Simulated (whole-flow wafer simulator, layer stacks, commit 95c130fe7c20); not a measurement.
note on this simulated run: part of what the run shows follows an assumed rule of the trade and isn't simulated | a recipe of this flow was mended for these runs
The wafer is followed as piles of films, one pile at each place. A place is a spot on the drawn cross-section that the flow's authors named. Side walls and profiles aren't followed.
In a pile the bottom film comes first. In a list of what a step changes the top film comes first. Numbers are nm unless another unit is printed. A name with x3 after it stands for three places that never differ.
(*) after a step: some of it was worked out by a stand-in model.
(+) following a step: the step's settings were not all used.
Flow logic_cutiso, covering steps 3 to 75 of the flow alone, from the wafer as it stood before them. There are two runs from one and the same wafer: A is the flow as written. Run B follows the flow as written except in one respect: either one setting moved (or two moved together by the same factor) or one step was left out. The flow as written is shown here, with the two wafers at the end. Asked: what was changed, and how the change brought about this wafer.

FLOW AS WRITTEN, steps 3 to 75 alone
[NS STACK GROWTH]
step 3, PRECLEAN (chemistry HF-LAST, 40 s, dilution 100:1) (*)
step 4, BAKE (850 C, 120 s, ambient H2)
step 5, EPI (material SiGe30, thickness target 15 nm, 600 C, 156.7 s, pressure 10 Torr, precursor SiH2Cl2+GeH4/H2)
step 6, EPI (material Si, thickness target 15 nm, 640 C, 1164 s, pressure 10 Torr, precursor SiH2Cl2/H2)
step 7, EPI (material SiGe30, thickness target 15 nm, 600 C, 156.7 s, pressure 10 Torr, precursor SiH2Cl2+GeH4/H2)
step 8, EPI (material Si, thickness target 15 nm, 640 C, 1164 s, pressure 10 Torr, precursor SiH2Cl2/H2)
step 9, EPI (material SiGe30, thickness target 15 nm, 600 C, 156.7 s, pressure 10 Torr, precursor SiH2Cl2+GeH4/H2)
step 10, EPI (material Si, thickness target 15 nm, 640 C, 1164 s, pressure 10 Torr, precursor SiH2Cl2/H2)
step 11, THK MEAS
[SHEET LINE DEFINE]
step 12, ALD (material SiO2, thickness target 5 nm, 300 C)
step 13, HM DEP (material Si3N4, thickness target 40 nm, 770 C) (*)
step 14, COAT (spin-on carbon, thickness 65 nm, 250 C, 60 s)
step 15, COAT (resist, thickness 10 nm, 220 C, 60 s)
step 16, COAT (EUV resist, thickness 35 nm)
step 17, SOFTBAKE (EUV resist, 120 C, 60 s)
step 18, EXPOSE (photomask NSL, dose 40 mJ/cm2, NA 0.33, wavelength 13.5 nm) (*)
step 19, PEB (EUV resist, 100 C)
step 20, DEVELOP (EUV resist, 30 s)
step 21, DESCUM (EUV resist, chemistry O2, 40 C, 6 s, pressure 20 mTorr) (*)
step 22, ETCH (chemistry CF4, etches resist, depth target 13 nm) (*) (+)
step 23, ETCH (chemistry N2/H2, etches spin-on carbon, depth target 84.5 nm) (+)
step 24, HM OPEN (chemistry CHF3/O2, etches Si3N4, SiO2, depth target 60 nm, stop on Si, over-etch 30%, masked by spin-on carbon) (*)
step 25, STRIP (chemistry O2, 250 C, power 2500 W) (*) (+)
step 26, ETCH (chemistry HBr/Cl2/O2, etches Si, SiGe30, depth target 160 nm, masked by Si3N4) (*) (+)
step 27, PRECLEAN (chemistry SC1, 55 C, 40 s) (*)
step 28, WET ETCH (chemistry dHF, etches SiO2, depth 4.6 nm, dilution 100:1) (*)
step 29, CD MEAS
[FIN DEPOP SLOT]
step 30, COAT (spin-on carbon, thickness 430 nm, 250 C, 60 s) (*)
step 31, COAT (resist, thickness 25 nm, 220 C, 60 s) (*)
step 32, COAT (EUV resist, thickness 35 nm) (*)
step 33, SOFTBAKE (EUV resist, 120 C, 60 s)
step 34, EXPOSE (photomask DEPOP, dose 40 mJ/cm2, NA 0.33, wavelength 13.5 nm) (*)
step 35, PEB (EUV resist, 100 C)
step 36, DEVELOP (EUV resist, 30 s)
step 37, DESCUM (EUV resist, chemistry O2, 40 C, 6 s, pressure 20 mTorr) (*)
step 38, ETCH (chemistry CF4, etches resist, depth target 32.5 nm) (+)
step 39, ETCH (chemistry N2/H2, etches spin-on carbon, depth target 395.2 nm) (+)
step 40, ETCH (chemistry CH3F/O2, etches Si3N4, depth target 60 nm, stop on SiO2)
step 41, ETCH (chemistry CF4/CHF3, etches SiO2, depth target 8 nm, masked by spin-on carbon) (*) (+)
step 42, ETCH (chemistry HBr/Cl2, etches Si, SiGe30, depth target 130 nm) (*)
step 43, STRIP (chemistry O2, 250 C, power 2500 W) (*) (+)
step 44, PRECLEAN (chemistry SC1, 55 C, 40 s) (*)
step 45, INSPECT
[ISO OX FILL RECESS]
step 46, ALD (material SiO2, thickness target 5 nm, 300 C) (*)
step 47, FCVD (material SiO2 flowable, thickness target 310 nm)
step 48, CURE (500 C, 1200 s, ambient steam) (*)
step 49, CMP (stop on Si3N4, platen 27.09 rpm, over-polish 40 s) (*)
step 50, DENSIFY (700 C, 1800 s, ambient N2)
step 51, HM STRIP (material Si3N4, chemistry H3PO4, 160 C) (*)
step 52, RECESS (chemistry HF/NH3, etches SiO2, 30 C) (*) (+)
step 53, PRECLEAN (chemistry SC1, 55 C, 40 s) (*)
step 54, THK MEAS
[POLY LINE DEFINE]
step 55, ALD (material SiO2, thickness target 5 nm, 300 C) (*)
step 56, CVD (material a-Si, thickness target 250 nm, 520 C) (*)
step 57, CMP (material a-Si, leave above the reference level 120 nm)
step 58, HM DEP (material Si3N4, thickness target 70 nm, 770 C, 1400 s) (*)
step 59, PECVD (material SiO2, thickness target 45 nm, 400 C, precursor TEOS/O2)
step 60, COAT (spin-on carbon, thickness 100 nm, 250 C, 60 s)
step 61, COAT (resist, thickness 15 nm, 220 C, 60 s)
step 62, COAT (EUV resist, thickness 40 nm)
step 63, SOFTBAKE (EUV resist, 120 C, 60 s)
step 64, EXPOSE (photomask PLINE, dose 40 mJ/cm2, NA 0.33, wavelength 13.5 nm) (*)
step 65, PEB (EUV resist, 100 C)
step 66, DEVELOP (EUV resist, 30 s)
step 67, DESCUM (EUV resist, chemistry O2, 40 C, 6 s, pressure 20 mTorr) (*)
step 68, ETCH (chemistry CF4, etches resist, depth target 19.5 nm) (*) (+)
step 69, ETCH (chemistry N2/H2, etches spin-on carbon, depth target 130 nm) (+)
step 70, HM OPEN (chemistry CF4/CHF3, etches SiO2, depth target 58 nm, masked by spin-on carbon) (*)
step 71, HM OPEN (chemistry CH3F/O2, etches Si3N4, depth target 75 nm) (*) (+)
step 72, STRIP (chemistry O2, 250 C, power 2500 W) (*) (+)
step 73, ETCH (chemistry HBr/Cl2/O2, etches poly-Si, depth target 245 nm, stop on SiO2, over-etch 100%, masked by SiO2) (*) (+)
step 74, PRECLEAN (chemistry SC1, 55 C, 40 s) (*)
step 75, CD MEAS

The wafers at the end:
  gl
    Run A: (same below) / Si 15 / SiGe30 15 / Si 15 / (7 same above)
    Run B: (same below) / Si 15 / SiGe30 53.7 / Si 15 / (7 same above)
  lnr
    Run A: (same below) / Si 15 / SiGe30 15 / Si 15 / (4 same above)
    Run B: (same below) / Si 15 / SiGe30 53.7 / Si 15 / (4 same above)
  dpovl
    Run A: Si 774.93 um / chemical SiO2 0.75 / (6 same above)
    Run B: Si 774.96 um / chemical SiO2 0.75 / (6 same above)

What caused this: step 7, EPI: 668 C was run, whereas the flow has 600 C.

The path from the change to this, step by step:
  step 7, EPI (material SiGe30, thickness target 15 nm, 600 C, 156.7 s, pressure 10 Torr, precursor SiH2Cl2+GeH4/H2)
      depop, dpovl, gfld and 19 more: A +15 SiGe30 (new film) | B +53.7 SiGe30 (new film)
  step 26, ETCH (chemistry HBr/Cl2/O2, etches Si, SiGe30, depth target 160 nm, masked by Si3N4) (*) (+)
      dpovl, gfld, gxf, iso, isow, lnri, nsgap: A -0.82 chemical SiO2 (all of it), -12 Si (all of it), -15 SiGe30 (all of it), -15 Si (all of it), -15 SiGe30 (all of it), -15 Si (all of it), -15 SiGe30 (all of it), -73 Si | B -0.82 chemical SiO2 (all of it), -12 Si (all of it), -15 SiGe30 (all of it), -15 Si (all of it), -53.7 SiGe30 (all of it), -15 Si (all of it), -15 SiGe30 (all of it), -34.3 Si
  step 42, ETCH (chemistry HBr/Cl2, etches Si, SiGe30, depth target 130 nm) (*)
      depop: A -13.8 Si (all of it), -15 SiGe30 (all of it), -15 Si (all of it), -15 SiGe30 (all of it), -15 Si (all of it), -15 SiGe30 (all of it), -41.2 Si | B -13.8 Si (all of it), -15 SiGe30 (all of it), -15 Si (all of it), -53.7 SiGe30 (all of it), -15 Si (all of it), -15 SiGe30 (all of it), -2.47 Si
